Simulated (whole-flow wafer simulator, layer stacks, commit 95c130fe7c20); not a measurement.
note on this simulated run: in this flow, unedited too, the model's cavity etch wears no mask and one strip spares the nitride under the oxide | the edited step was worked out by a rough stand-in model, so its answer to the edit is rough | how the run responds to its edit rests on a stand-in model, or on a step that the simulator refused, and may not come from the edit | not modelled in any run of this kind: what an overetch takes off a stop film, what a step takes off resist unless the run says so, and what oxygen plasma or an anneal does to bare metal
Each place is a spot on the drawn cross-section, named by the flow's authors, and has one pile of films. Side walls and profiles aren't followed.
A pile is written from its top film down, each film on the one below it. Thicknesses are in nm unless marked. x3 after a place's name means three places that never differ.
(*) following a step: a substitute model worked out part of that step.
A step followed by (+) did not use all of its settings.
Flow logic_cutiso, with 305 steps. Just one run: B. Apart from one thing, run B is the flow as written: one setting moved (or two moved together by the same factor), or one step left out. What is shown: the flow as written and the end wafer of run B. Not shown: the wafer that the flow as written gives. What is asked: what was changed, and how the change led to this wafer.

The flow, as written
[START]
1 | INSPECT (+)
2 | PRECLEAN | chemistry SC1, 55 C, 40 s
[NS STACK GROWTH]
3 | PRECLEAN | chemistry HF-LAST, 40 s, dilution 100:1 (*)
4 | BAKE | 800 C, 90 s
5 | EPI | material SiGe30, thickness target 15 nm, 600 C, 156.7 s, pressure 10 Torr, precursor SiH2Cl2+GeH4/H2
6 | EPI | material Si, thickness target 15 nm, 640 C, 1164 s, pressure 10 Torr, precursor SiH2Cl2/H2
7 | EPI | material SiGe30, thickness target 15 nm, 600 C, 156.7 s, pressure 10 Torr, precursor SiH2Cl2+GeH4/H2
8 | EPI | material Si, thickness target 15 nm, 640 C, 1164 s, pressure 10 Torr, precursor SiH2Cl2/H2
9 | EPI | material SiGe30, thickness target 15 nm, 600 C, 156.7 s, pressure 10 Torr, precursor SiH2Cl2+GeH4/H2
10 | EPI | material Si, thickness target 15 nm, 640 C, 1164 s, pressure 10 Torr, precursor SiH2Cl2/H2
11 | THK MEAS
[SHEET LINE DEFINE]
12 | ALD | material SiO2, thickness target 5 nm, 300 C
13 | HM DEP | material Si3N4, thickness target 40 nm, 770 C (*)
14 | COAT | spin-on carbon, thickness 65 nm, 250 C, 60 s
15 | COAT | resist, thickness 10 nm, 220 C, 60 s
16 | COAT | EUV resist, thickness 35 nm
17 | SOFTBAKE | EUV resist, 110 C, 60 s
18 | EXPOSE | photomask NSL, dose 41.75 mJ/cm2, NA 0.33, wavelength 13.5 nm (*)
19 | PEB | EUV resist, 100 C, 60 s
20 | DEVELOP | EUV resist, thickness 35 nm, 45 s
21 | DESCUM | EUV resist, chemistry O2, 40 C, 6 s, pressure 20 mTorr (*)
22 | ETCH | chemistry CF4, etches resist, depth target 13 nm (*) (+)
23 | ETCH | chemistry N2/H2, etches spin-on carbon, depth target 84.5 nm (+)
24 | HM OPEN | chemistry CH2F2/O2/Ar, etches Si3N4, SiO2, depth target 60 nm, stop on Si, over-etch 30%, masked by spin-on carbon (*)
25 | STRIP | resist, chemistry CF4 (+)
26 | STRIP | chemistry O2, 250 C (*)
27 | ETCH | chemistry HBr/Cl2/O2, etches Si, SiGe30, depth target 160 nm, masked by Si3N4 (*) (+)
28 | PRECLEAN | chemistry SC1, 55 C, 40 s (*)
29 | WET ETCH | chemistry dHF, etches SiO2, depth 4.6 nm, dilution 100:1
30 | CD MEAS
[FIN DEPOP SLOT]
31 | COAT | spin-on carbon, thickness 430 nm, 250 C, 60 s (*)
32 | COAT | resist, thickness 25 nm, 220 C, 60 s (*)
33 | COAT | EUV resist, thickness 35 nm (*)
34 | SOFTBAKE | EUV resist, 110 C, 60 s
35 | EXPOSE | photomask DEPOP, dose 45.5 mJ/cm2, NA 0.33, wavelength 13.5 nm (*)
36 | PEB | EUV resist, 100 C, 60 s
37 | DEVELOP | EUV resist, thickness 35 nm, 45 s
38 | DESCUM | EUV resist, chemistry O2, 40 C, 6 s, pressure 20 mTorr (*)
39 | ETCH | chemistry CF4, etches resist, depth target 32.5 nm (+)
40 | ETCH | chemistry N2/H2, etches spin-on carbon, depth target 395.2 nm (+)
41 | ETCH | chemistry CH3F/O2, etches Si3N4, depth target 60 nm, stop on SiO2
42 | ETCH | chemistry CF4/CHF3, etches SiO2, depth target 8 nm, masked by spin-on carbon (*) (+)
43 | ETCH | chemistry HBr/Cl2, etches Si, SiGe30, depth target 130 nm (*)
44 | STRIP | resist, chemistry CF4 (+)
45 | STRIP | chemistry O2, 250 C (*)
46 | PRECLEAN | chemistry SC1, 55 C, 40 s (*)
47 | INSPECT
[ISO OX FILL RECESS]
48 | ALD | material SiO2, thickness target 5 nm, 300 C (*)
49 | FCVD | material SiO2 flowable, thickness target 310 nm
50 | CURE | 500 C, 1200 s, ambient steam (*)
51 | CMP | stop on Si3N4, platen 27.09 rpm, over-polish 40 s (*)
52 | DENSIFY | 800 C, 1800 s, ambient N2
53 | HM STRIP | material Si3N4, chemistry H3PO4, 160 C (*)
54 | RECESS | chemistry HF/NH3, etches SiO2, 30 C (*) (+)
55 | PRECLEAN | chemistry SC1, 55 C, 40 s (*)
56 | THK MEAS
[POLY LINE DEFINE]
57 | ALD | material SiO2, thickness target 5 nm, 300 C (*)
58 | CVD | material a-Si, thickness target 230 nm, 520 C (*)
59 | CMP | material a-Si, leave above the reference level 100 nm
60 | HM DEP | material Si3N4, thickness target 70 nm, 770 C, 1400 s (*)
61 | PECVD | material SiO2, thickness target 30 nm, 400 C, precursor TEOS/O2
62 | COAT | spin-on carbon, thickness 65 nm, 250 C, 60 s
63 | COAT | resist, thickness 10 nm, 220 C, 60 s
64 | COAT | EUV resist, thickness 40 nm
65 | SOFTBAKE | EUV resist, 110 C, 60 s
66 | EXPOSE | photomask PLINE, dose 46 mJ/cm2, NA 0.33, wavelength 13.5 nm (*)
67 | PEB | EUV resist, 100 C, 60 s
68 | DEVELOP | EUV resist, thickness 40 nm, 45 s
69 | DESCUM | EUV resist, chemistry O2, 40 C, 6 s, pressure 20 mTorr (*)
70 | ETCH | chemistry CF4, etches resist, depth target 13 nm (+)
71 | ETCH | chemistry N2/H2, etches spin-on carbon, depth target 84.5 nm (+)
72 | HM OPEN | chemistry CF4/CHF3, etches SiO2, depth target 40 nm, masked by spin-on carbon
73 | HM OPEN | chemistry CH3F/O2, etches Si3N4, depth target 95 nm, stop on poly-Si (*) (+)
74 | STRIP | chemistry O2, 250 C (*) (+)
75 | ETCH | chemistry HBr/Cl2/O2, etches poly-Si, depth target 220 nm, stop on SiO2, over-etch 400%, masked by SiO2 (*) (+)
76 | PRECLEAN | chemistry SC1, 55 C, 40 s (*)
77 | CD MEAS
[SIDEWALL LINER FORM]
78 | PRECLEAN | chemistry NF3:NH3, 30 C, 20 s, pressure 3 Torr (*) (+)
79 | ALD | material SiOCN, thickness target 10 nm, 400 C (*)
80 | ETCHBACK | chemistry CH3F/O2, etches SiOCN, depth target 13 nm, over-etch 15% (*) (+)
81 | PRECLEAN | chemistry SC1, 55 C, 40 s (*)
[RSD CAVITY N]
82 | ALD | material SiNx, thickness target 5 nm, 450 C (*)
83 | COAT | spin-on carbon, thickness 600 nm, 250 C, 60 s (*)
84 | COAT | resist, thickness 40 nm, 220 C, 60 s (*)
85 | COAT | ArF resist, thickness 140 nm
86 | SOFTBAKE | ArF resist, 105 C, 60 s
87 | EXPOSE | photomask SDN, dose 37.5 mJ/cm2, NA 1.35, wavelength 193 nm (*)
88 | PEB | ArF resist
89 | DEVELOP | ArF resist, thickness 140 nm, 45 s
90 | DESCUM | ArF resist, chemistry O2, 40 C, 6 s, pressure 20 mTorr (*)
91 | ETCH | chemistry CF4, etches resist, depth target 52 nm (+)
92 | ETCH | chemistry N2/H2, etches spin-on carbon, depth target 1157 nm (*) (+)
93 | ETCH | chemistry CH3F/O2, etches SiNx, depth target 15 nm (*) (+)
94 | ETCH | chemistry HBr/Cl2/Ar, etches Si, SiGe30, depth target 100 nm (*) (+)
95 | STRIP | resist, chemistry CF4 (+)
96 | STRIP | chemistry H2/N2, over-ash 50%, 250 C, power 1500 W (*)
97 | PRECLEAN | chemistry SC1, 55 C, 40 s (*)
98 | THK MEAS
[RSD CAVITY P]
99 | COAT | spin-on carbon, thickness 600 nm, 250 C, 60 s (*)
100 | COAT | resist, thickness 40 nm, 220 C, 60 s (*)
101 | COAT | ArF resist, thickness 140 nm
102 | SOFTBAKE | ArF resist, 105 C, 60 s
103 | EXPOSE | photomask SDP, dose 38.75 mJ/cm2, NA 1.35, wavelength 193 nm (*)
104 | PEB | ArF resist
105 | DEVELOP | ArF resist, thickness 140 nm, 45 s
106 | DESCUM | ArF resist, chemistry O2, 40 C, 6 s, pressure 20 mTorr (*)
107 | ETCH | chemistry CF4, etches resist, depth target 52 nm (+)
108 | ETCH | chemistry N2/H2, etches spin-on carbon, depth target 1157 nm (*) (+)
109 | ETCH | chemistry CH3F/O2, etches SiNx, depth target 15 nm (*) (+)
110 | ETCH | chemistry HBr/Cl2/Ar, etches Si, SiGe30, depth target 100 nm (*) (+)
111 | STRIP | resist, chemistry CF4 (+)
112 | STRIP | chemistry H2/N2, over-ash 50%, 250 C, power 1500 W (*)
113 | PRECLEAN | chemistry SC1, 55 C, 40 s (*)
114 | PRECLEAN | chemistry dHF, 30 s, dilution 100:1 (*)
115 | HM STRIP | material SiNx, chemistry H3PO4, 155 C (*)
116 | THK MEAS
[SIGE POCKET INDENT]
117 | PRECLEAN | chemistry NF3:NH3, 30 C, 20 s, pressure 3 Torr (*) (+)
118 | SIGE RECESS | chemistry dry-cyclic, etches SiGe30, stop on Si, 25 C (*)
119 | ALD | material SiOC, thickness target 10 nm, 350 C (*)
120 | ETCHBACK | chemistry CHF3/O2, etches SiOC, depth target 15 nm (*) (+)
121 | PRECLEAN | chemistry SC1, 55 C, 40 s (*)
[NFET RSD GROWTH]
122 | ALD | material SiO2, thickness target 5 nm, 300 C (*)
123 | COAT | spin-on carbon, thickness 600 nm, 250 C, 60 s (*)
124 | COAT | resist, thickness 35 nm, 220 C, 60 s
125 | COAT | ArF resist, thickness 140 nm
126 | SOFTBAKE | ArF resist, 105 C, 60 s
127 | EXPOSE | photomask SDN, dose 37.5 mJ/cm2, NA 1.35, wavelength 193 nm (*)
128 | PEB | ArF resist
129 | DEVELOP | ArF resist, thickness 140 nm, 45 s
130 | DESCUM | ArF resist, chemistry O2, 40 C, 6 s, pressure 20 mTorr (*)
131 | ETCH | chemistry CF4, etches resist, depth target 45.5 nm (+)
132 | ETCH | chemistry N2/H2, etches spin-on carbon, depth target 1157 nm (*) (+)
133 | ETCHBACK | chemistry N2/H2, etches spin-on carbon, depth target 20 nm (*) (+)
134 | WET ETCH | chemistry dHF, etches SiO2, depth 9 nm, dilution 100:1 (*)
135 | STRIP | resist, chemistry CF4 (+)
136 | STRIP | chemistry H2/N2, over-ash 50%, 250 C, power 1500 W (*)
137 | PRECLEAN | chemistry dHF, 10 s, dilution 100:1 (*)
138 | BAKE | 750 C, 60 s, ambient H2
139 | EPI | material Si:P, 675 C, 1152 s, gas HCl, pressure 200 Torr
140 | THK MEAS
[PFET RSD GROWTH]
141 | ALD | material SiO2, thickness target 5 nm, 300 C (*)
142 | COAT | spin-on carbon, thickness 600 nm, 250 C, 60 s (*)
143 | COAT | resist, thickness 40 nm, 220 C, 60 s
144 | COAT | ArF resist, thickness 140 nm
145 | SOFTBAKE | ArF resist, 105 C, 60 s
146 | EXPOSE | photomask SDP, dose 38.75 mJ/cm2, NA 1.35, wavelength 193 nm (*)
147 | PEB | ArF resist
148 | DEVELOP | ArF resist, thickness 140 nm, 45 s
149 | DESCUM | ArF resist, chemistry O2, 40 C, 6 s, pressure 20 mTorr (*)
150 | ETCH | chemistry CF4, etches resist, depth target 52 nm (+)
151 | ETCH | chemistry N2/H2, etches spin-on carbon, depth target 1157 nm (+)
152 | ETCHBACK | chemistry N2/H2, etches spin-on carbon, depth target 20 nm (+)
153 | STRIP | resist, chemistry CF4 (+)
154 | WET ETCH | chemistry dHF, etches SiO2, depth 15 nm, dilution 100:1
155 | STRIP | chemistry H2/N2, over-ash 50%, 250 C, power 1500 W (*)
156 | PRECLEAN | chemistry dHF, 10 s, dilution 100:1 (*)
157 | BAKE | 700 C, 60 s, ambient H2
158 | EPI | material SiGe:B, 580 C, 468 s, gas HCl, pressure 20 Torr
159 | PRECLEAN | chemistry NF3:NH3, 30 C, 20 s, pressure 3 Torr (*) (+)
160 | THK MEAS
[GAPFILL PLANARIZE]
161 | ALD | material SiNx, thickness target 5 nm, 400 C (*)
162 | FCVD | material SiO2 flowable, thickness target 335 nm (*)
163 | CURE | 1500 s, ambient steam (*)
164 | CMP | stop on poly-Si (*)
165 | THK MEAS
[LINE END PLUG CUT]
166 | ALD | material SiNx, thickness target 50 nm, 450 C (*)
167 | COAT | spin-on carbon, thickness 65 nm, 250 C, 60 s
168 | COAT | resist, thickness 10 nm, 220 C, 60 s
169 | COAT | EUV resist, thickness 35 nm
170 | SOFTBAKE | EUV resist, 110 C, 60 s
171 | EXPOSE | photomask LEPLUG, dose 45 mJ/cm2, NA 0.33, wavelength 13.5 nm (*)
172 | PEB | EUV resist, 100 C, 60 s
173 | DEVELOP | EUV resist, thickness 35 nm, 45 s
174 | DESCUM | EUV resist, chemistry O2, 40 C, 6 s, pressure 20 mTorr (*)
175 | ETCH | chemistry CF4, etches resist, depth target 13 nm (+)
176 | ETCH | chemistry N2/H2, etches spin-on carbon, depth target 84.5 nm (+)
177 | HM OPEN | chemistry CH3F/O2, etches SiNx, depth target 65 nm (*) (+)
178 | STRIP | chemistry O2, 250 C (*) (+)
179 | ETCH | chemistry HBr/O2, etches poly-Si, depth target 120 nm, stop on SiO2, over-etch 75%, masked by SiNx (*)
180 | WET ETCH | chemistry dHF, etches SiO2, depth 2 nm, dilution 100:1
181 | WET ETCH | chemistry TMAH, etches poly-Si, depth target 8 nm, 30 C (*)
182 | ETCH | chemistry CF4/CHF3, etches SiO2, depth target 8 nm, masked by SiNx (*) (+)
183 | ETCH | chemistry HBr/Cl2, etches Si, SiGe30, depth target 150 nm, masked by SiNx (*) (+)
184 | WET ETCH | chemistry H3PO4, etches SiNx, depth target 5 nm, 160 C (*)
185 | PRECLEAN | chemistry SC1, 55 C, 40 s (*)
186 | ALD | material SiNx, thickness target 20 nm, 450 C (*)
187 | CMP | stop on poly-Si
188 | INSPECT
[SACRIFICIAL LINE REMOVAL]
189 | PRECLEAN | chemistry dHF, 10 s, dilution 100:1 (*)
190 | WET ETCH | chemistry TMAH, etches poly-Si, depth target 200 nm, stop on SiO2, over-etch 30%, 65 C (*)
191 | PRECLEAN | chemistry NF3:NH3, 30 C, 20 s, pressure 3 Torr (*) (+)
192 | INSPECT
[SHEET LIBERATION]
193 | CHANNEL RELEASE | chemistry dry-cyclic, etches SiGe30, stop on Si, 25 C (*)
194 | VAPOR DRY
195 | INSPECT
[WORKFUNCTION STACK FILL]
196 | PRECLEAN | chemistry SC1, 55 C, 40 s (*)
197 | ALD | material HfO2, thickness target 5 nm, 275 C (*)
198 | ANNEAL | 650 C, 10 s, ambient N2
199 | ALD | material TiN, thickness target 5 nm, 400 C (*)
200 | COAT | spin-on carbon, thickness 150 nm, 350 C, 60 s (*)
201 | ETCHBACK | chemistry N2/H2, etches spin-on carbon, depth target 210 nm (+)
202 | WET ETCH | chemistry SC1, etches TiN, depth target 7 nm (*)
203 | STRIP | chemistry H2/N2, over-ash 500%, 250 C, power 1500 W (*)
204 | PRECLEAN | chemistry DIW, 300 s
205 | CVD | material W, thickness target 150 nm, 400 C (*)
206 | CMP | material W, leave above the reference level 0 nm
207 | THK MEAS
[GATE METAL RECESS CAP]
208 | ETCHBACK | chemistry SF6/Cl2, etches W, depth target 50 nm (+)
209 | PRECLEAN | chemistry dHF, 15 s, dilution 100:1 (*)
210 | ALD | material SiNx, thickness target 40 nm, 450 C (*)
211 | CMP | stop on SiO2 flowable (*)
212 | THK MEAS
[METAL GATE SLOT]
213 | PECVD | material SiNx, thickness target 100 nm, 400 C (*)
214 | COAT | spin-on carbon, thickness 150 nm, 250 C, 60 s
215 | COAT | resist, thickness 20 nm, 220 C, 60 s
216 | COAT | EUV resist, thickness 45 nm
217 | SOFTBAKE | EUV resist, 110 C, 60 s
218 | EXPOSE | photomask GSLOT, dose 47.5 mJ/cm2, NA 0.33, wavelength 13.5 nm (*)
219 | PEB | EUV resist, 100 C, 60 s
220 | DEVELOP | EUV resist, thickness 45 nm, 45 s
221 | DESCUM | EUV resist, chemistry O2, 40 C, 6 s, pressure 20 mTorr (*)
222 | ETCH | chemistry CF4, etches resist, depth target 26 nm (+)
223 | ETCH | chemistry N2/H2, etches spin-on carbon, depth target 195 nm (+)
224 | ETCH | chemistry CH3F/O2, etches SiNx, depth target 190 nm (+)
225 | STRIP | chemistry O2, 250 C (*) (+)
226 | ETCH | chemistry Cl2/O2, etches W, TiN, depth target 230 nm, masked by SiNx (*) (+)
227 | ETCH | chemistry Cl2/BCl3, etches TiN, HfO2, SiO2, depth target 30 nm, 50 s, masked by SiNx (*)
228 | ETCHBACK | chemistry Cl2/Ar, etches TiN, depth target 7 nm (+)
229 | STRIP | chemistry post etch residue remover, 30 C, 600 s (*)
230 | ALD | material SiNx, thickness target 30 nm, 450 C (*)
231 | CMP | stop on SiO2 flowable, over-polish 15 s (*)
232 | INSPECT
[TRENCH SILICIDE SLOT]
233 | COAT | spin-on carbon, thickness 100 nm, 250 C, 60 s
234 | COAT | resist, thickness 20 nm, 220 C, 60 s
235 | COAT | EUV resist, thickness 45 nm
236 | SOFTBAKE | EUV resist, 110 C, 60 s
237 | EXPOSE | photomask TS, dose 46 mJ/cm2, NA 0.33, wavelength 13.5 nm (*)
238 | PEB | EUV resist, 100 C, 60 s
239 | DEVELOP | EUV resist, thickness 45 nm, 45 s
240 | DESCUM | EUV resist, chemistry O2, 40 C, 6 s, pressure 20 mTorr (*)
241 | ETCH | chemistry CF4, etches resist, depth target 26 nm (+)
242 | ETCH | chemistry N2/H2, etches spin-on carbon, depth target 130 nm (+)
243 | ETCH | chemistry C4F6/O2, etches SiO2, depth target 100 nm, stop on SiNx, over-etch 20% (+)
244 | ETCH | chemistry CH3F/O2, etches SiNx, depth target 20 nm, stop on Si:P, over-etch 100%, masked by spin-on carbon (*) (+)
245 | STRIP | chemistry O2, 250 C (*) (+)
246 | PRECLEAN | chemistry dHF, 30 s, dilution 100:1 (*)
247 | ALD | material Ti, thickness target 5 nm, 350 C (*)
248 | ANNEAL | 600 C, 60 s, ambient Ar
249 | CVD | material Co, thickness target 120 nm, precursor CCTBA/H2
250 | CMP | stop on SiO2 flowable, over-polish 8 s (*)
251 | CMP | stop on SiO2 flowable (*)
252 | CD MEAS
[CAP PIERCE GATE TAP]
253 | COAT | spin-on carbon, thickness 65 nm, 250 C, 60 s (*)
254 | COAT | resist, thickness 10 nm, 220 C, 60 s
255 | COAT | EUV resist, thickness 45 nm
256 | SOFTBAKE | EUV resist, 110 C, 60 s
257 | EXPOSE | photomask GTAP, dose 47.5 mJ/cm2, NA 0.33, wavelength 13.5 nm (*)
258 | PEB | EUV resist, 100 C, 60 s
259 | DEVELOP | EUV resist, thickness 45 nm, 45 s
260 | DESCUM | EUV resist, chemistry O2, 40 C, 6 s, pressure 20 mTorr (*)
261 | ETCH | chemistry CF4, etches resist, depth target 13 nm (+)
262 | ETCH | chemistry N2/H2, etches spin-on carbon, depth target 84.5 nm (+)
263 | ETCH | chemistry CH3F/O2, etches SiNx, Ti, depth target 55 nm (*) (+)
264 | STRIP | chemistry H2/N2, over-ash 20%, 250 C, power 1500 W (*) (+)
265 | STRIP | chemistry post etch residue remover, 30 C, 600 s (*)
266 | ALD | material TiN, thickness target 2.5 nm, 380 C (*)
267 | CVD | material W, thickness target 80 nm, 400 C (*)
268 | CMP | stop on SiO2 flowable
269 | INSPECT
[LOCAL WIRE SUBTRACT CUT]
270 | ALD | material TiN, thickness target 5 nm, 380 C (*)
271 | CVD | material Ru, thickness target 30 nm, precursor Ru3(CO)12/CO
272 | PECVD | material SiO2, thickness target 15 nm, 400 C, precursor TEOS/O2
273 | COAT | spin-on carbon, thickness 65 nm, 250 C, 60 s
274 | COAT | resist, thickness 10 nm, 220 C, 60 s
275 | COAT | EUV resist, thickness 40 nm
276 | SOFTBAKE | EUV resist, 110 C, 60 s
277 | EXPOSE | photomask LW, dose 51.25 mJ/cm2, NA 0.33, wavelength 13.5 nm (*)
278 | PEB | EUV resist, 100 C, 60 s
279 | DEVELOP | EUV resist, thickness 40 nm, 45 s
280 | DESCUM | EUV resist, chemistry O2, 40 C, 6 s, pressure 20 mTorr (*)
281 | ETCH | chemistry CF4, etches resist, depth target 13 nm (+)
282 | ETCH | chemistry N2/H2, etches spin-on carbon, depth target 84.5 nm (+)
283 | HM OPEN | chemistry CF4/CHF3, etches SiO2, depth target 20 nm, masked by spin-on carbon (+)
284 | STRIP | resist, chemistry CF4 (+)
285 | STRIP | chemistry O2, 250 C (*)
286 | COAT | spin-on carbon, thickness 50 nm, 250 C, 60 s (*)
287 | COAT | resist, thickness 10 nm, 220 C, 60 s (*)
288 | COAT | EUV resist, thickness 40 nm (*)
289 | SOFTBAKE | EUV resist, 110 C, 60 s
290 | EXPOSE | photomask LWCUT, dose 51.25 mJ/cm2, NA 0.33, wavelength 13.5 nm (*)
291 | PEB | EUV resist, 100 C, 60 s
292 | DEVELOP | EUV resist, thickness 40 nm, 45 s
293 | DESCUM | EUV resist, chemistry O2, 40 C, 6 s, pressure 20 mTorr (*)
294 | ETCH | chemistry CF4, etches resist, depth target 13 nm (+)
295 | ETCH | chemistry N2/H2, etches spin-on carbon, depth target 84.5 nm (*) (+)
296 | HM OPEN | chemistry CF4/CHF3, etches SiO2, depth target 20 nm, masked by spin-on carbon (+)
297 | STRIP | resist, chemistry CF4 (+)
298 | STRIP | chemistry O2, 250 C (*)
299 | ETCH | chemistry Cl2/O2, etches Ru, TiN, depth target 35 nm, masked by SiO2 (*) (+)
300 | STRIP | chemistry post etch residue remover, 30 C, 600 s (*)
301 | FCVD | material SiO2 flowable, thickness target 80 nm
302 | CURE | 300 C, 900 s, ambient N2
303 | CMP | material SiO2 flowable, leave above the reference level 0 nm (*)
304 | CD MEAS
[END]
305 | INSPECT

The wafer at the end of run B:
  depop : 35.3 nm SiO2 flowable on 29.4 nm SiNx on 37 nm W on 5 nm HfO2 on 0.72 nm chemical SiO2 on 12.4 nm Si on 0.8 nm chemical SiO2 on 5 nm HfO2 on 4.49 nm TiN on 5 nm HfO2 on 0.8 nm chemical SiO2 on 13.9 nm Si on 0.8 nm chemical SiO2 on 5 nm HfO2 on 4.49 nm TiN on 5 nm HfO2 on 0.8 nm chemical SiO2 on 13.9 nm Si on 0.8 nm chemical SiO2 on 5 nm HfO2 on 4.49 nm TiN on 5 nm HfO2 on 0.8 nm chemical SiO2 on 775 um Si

Cause: step 42, ETCH: depth target 3.4 nm was run, while the flow as written has depth target 8 nm.

Step by step, how the change led to this:
  42 | ETCH | chemistry CF4/CHF3, etches SiO2, depth target 8 nm, masked by spin-on carbon (*) (+)
      depop: SiO2 loses 3.4 (as written it would have been: SiO2 loses 4.92 (all of it), Si loses 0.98)
      gl: resist loses 3.4 (as written it would have been: resist loses 6.54 (all of it), spin-on carbon loses 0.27)
      (as well as at 20 more places)
  43 | ETCH | chemistry HBr/Cl2, etches Si, SiGe30, depth target 130 nm (*)
      glp, tap: resist loses 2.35 (all of it), spin-on carbon loses 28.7 (as written it would have been: spin-on carbon loses 32)
      depop: nothing (as written it would have been: Si loses 14 (all of it), SiGe30 loses 15 (all of it), Si loses 15 (all of it), SiGe30 loses 15 (all of it), Si loses 15 (all of it), SiGe30 loses 15 (all of it), Si loses 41)
      (as well as at 18 more places)
  44 | STRIP | resist, chemistry CF4 (+)
      depop: SiO2 loses 1.52 (all of it) (as written it would have been: nothing)
  45 | STRIP | chemistry O2, 250 C (*)
      dpovl: chemical SiO2 gains 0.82 (new film), spin-on carbon loses 60.6 (all of it), Si loses 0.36 (as written it would have been: chemical SiO2 gains 0.82 (new film), spin-on carbon loses 59.3 (all of it), Si loses 0.36)
  49 | FCVD | material SiO2 flowable, thickness target 310 nm
      dpovl, nsgap: SiO2 flowable gains 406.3 (new film) (as written it would have been: SiO2 flowable gains 392.6 (new film))
      depop: SiO2 flowable gains 242.6 (new film) (as written it would have been: SiO2 flowable gains 359.9 (new film))
      (as well as at 2 more places)
  51 | CMP | stop on Si3N4, platen 27.09 rpm, over-polish 40 s (*)
      depop: SiO2 flowable loses 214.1 (as written it would have been: SiO2 flowable loses 200.5)
      dpovl: SiO2 flowable loses 214 (as written it would have been: SiO2 flowable loses 200.4)
      (as well as at 3 more places)
  52 | DENSIFY | 800 C, 1800 s, ambient N2
      depop: SiO2 flowable loses 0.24 (as written it would have been: SiO2 flowable loses 2.32)
      dpovl: SiO2 flowable loses 2.27 (as written it would have been: SiO2 flowable loses 2.82)
  54 | RECESS | chemistry HF/NH3, etches SiO2, 30 C (*) (+)
      depop: SiO2 flowable loses 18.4 (all of it), SiO2 loses 5 (all of it), chemical SiO2 loses 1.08 (all of it) (as written it would have been: SiO2 flowable loses 111.9)
  55 | PRECLEAN | chemistry SC1, 55 C, 40 s (*)
      depop: chemical SiO2 gains 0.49 (new film), Si loses 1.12 (as written it would have been: SiO2 flowable loses 0.06)
  58 | CVD | material a-Si, thickness target 230 nm, 520 C (*)
      depop: a-Si gains 230 (new film) (as written it would have been: a-Si gains 319.4 (new film))
  60 | HM DEP | material Si3N4, thickness target 70 nm, 770 C, 1400 s (*)
      depop: Si3N4 gains 70 (new film), poly-Si gains 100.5 (new film), a-Si loses 100.5 (all of it) (as written it would have been: Si3N4 gains 70 (new film), poly-Si gains 189.4 (new film), a-Si loses 189.4 (all of it))
  190 | WET ETCH | chemistry TMAH, etches poly-Si, depth target 200 nm, stop on SiO2, over-etch 30%, 65 C (*)
      depop: poly-Si loses 100.5 (all of it) (as written it would have been: poly-Si loses 189.4 (all of it))
  191 | PRECLEAN | chemistry NF3:NH3, 30 C, 20 s, pressure 3 Torr (*) (+)
      depop: SiO2 loses 5 (all of it), chemical SiO2 loses 0.49 (all of it) (as written it would have been: SiO2 loses 5 (all of it), SiO2 flowable loses 2.58)
  193 | CHANNEL RELEASE | chemistry dry-cyclic, etches SiGe30, stop on Si, 25 C (*)
      depop: chemical SiO2 gains 0.8 (new film), Si loses 0.99, chemical SiO2 gains 0.8 (new film), cavity gains 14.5 (new film), chemical SiO2 gains 0.8 (new film), SiGe30 loses 15 (all of it), Si loses 1.08, chemical SiO2 gains 0.8 (new film), cavity gains 14.5 (new film), chemical SiO2 gains 0.8 (new film), SiGe30 loses 15 (all of it), Si loses 1.08, chemical SiO2 gains 0.8 (new film), cavity gains 14.5 (new film), chemical SiO2 gains 0.8 (new film), SiGe30 loses 15 (all of it), Si loses 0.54 (as written it would have been: nothing)
  197 | ALD | material HfO2, thickness target 5 nm, 275 C (*)
      depop: HfO2 gains 5 (new film), HfO2 gains 5 (new film), cavity loses 10, HfO2 gains 5 (new film), HfO2 gains 5 (new film), cavity loses 10, HfO2 gains 5 (new film), HfO2 gains 5 (new film), cavity loses 10, HfO2 gains 5 (new film) (as written it would have been: HfO2 gains 5 (new film))
  199 | ALD | material TiN, thickness target 5 nm, 400 C (*)
      depop: TiN gains 5 (new film), TiN gains 4.49 (new film), cavity loses 4.49 (all of it), TiN gains 4.49 (new film), cavity loses 4.49 (all of it), TiN gains 4.49 (new film), cavity loses 4.49 (all of it) (as written it would have been: TiN gains 5 (new film))
  ... 2 other steps ...
  205 | CVD | material W, thickness target 150 nm, 400 C (*)
      depop: W gains 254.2 (new film) (as written it would have been: W gains 345.5 (new film))
If metal films that touch count as one body, depop has 4 bodies (between them, from the top down: HfO2 5 / chemical SiO2 0.72 / Si 12.4 / chemical SiO2 0.8 / HfO2 5; HfO2 5 / chemical SiO2 0.8 / Si 13.9 / chemical SiO2 0.8 / HfO2 5; HfO2 5 / chemical SiO2 0.8 / Si 13.9 / chemical SiO2 0.8 / HfO2 5); the flow as written gives 1 body.
